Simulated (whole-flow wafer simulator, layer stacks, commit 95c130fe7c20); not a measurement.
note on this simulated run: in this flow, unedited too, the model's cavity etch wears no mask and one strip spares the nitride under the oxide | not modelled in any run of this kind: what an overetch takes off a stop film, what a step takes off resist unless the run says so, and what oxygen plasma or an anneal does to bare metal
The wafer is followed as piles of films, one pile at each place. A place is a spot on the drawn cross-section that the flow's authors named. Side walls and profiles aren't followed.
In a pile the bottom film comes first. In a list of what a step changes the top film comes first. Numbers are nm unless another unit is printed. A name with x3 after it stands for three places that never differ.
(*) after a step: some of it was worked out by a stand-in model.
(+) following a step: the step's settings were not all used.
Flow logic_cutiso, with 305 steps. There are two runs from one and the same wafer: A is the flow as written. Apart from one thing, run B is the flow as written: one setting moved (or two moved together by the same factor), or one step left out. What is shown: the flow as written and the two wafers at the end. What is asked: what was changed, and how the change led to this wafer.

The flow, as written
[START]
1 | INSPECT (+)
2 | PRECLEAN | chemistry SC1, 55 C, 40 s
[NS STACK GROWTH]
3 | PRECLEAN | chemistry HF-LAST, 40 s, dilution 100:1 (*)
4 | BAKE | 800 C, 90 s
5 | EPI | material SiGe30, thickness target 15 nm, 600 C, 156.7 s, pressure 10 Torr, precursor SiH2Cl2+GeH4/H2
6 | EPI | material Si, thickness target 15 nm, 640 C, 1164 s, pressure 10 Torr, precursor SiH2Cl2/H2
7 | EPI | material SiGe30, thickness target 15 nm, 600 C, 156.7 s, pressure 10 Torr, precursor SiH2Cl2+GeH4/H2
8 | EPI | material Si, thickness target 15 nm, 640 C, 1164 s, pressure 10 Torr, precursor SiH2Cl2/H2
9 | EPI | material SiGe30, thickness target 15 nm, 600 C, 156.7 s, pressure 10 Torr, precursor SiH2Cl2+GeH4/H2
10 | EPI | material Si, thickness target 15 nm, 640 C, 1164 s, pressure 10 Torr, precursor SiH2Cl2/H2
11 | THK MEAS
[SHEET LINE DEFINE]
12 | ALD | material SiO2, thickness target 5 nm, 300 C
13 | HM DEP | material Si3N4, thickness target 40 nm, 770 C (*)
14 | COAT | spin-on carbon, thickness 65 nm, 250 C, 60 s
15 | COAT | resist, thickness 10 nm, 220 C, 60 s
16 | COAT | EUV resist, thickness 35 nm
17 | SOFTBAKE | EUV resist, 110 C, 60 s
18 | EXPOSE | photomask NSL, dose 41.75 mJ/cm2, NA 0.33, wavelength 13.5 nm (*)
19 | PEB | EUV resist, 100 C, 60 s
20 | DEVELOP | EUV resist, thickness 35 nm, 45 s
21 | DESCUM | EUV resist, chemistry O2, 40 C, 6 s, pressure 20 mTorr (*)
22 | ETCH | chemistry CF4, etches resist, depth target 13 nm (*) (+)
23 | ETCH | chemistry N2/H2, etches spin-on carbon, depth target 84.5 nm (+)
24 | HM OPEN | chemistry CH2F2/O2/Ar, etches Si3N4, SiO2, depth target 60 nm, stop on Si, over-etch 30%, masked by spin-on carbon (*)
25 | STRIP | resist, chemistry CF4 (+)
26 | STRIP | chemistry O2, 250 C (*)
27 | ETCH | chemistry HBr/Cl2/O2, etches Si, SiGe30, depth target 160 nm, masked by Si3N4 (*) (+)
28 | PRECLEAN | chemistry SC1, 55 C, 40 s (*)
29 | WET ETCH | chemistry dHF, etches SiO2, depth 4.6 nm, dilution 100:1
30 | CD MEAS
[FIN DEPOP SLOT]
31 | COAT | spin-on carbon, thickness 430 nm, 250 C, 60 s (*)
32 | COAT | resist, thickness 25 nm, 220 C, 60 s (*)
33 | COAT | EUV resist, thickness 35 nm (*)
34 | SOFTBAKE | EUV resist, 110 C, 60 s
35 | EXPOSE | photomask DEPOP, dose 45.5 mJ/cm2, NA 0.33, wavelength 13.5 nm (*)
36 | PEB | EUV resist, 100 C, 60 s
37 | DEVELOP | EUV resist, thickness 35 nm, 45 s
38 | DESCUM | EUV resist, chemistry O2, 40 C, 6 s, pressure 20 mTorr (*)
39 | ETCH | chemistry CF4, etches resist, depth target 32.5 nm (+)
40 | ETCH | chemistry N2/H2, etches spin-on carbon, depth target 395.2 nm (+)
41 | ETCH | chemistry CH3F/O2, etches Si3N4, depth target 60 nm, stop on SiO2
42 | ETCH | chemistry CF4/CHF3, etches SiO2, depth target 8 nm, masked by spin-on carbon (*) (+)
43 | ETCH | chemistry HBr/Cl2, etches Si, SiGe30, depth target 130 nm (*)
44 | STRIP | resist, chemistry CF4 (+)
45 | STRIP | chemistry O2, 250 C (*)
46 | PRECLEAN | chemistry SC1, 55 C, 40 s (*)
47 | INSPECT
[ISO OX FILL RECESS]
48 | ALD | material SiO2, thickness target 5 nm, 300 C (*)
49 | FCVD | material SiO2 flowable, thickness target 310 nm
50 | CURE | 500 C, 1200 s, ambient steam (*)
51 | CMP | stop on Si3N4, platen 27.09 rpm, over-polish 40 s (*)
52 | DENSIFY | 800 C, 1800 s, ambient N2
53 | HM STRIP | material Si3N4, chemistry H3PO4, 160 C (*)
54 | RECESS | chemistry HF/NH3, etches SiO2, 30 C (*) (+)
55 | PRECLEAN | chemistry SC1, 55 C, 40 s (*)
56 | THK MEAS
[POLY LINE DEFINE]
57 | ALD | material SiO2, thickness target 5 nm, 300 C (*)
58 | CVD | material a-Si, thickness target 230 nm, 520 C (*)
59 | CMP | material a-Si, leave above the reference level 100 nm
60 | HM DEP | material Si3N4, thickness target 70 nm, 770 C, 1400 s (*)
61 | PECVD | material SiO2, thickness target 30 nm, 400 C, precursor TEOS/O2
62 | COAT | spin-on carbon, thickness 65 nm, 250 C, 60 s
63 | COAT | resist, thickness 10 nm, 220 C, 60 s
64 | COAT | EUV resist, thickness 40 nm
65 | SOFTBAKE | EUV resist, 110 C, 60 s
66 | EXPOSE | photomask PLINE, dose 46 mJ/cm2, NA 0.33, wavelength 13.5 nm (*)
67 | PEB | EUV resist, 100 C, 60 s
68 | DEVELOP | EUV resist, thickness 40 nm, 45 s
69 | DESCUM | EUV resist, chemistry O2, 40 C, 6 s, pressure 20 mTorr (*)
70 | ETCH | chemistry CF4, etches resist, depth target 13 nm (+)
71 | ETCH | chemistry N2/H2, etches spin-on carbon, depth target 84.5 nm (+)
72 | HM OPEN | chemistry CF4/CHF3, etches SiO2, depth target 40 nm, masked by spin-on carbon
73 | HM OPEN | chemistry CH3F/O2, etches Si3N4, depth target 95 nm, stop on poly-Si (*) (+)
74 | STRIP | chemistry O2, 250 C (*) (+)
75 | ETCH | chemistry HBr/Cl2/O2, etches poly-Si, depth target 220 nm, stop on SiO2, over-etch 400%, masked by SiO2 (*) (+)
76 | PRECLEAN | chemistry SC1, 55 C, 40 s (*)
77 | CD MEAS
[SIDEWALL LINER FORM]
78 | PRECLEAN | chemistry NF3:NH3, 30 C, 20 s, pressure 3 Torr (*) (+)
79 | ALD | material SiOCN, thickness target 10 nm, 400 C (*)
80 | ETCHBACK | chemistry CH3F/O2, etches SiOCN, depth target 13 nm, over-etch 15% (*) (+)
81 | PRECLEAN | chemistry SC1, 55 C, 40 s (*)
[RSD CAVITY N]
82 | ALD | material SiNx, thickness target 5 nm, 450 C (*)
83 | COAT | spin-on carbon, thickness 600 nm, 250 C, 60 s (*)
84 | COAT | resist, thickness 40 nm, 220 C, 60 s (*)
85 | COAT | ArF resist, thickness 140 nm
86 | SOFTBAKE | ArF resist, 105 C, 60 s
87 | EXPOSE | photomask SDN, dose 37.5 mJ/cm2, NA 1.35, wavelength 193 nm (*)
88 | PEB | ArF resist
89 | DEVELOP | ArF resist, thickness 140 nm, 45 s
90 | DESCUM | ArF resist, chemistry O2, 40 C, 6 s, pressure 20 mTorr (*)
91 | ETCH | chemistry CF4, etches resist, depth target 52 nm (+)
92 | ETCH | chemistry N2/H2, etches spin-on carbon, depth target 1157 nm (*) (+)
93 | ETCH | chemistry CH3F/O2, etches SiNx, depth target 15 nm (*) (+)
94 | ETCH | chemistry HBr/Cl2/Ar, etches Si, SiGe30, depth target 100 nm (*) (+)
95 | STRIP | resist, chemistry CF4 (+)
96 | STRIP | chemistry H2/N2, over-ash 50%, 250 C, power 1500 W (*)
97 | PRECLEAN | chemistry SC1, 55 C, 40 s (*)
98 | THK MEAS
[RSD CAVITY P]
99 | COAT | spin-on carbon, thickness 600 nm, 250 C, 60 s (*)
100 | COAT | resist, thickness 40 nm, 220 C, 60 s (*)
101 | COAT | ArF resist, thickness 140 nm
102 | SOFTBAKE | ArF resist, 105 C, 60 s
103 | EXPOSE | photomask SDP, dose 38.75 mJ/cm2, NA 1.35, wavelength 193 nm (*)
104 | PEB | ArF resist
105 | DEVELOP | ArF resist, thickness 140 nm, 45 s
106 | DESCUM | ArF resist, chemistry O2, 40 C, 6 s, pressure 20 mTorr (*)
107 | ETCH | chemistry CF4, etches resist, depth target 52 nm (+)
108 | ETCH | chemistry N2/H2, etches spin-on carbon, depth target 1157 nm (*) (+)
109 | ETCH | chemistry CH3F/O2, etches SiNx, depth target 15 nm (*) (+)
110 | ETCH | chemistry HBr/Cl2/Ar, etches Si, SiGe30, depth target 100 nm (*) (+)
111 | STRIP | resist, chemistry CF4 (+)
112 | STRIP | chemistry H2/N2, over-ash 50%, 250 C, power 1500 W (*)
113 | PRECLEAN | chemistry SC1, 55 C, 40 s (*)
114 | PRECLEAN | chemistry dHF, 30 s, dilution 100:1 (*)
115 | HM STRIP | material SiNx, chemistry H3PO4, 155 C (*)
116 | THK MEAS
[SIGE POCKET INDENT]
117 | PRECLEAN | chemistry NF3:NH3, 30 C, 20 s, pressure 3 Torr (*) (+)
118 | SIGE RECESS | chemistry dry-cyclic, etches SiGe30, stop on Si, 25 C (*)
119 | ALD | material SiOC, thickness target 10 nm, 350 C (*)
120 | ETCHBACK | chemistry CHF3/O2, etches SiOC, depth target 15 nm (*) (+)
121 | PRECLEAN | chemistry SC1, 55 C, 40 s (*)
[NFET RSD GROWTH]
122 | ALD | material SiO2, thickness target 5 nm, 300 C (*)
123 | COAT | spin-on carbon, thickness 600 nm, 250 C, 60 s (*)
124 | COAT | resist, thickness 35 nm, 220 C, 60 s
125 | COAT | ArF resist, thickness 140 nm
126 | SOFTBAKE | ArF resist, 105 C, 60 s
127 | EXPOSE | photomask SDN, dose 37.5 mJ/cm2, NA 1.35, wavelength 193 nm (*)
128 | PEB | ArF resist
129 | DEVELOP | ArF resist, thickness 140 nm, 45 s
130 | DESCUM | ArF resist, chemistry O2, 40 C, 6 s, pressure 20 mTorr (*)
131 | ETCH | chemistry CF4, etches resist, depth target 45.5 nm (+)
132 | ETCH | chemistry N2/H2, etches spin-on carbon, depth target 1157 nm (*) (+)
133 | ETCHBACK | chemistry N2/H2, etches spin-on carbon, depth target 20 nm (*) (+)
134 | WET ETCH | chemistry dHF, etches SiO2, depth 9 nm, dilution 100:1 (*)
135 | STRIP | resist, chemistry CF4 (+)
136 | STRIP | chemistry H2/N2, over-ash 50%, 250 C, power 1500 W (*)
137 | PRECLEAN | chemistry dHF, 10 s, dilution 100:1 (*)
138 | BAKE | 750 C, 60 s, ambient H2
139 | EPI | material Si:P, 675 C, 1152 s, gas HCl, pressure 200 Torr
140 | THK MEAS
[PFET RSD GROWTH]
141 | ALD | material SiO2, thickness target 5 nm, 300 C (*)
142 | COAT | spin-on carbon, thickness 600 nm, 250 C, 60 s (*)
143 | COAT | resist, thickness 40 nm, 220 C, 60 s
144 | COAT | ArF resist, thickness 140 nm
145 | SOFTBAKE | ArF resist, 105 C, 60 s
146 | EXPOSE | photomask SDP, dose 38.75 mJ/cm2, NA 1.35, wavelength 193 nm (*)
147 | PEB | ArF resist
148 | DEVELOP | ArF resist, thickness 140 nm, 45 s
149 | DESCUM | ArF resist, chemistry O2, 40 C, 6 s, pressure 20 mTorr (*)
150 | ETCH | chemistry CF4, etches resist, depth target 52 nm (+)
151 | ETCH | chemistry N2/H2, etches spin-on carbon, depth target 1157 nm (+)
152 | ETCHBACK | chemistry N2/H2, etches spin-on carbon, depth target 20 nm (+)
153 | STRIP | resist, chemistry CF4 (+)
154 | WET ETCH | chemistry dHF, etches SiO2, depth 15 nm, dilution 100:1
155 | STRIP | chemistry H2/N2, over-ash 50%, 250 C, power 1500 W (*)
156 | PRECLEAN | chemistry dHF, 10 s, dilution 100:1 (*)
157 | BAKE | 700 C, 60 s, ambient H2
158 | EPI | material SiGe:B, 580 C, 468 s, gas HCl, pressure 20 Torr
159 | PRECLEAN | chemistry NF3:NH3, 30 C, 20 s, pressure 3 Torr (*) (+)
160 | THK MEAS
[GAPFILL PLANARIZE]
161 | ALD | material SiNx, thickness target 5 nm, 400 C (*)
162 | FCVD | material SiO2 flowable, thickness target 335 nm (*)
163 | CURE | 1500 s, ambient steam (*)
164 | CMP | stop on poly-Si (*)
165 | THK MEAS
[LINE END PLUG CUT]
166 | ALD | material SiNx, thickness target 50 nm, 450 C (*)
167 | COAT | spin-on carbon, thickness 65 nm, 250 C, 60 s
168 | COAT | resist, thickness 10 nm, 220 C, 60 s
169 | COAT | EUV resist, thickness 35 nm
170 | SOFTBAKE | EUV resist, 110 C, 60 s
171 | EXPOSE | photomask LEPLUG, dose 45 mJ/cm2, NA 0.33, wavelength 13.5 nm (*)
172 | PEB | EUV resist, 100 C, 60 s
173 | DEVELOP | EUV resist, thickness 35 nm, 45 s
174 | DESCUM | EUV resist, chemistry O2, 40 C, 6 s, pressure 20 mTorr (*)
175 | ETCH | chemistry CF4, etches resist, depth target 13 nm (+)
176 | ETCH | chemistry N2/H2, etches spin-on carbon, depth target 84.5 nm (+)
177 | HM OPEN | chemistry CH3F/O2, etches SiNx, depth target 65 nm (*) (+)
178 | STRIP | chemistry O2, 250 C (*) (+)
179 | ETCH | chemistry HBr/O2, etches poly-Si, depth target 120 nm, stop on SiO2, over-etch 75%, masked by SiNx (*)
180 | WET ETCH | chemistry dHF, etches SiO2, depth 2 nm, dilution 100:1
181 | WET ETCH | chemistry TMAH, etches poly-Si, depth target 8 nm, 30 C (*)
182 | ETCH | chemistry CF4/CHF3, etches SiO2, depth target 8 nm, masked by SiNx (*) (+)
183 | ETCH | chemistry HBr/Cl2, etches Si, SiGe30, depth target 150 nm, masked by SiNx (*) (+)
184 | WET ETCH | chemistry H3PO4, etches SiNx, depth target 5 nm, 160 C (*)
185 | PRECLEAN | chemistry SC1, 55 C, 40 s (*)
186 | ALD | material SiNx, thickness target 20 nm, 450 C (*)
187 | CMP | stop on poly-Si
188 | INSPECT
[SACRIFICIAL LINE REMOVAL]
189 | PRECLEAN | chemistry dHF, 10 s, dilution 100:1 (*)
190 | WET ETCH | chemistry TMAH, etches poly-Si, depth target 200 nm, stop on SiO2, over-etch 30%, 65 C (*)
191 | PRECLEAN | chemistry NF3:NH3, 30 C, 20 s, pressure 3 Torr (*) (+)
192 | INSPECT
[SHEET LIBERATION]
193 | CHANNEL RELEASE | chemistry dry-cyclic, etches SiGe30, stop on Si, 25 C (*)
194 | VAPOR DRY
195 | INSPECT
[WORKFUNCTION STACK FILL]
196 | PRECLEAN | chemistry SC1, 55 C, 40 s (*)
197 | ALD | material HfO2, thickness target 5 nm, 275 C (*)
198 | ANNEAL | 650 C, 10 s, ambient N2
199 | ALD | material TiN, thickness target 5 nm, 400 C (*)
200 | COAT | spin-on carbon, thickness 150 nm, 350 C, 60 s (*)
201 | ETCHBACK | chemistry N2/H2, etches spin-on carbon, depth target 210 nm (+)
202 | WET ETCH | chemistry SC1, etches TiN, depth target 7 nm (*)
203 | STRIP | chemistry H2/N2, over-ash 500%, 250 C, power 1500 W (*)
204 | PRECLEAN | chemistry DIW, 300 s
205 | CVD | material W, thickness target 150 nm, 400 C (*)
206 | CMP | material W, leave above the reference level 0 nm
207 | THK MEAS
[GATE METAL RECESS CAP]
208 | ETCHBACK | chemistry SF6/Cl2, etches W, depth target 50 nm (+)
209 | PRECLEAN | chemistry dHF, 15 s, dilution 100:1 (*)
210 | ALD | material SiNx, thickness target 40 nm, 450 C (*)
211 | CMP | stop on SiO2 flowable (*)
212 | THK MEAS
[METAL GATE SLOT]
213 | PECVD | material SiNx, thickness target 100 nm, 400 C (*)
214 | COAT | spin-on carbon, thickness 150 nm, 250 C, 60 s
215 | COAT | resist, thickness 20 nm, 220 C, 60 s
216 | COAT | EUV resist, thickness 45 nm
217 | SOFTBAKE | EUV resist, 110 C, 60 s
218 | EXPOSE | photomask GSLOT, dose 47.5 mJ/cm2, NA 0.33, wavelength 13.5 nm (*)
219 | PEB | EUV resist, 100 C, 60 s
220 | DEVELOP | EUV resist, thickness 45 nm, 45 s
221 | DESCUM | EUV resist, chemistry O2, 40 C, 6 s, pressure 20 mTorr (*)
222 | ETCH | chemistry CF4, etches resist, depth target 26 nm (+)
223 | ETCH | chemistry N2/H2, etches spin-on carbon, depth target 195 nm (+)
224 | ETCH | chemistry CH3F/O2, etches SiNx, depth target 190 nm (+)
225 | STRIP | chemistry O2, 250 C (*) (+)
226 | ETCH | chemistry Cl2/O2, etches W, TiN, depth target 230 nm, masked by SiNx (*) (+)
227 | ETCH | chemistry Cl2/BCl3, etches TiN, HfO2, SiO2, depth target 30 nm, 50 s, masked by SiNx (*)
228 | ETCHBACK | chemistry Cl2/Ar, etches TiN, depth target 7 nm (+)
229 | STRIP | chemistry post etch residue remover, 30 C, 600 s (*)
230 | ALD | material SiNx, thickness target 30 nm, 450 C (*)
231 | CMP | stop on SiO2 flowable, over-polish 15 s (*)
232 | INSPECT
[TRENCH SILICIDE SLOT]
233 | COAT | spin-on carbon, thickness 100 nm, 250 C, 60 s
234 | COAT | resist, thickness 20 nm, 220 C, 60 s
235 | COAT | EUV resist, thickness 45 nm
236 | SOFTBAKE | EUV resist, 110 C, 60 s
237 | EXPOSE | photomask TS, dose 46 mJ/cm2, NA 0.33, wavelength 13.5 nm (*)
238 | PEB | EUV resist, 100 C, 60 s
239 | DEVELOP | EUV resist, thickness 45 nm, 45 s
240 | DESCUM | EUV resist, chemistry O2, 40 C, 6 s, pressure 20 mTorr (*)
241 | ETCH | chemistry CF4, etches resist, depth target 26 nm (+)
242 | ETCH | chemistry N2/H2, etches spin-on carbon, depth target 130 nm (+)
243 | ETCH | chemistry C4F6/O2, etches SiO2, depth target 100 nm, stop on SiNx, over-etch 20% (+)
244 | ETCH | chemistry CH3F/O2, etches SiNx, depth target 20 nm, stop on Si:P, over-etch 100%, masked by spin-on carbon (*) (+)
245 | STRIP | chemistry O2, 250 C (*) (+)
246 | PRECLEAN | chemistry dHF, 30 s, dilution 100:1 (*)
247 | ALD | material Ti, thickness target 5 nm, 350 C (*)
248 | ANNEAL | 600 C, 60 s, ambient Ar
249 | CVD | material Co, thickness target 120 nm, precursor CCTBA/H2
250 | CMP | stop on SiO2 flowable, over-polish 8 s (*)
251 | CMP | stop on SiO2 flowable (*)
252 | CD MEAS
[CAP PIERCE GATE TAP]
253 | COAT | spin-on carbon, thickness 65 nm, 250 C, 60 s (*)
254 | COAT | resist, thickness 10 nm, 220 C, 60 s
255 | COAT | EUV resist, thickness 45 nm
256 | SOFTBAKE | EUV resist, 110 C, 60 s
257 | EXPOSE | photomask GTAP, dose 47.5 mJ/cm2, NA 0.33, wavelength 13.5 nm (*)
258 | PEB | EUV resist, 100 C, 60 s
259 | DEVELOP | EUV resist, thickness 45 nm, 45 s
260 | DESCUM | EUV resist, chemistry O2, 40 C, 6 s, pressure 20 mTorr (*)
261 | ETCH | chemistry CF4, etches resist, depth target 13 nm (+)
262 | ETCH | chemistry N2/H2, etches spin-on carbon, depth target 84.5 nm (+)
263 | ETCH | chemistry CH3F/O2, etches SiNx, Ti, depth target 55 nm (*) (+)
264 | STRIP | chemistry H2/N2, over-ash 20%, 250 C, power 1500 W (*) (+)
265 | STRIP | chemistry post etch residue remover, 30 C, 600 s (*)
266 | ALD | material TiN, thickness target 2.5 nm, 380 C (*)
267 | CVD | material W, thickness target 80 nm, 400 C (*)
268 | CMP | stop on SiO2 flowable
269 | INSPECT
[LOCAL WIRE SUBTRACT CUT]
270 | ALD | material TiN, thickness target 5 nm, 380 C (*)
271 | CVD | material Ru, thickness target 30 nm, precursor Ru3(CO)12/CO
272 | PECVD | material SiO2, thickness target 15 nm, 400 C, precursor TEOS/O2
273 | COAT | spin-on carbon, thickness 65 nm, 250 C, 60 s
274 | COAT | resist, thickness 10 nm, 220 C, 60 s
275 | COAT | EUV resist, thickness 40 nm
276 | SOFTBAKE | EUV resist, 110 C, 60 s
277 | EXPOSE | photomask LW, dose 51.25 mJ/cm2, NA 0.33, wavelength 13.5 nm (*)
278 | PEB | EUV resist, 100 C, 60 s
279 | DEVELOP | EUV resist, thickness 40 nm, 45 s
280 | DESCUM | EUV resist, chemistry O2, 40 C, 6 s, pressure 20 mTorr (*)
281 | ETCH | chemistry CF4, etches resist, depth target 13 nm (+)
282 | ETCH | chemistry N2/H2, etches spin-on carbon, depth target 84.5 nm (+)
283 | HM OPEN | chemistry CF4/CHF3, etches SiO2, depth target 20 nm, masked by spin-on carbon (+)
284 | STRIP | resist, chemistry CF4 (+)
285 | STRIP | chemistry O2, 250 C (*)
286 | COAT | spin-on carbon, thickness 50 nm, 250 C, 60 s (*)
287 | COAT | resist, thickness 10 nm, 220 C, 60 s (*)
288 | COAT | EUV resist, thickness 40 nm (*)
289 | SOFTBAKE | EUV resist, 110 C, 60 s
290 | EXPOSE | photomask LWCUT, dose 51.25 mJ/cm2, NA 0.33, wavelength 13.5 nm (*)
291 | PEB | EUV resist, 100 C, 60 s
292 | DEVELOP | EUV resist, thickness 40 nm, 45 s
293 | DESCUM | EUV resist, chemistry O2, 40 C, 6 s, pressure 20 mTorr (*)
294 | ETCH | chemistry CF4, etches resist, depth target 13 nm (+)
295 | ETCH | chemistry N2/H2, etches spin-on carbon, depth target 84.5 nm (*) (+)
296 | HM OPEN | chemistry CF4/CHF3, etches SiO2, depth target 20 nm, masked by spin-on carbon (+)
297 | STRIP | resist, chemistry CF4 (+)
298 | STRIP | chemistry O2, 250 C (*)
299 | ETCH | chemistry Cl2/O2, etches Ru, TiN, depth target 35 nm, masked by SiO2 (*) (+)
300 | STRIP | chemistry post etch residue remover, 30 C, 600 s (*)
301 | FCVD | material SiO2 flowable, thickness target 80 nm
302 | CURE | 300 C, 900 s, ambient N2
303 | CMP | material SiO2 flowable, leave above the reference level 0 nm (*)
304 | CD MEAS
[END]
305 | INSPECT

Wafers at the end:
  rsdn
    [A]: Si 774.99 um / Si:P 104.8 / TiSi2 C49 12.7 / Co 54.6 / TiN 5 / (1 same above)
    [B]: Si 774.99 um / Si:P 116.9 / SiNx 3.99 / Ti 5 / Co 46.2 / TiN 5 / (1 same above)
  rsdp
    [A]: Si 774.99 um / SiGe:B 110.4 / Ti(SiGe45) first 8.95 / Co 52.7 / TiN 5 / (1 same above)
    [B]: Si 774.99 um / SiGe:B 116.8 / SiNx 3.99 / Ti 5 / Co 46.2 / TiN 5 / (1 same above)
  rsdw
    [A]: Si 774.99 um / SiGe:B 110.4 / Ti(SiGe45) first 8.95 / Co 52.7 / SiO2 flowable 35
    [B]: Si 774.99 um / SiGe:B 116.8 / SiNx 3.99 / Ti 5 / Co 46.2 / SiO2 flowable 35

Cause: step 244, ETCH: chemistry CH3F/O2, etches SiNx, depth target 20 nm, stop on Si:P, over-etch 100%, masked by spin-on carbon (*) (+), was skipped.

The path from the change to this, step by step:
  245 | STRIP | chemistry O2, 250 C (*) (+)
      rsdp, rsdw: A chemical SiO2 gains 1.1 (new film), SiGe:B loses 0.48 | B nothing
      rsdn: A chemical SiO2 gains 0.84 (new film), Si:P loses 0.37 | B nothing
      (as well as at 19 more places)
  246 | PRECLEAN | chemistry dHF, 30 s, dilution 100:1 (*)
      rsdp, rsdw: A chemical SiO2 loses 1.1 (all of it) | B SiNx loses 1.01
      rsdn: A chemical SiO2 loses 0.84 (all of it) | B SiNx loses 1.01
  248 | ANNEAL | 600 C, 60 s, ambient Ar
      rsdp, rsdw: A Ti(SiGe45) first gains 8.95 (new film), Ti loses 5 (all of it), SiGe:B loses 5.98 | B nothing
      rsdn: A TiSi2 C49 gains 12.7 (new film), Ti loses 5 (all of it), Si:P loses 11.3 | B nothing
  249 | CVD | material Co, thickness target 120 nm, precursor CCTBA/H2
      rsdp, rsdw: A Co gains 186 (new film) | B Co gains 179.5 (new film)
      rsdn: A Co gains 187.9 (new film) | B Co gains 179.5 (new film)
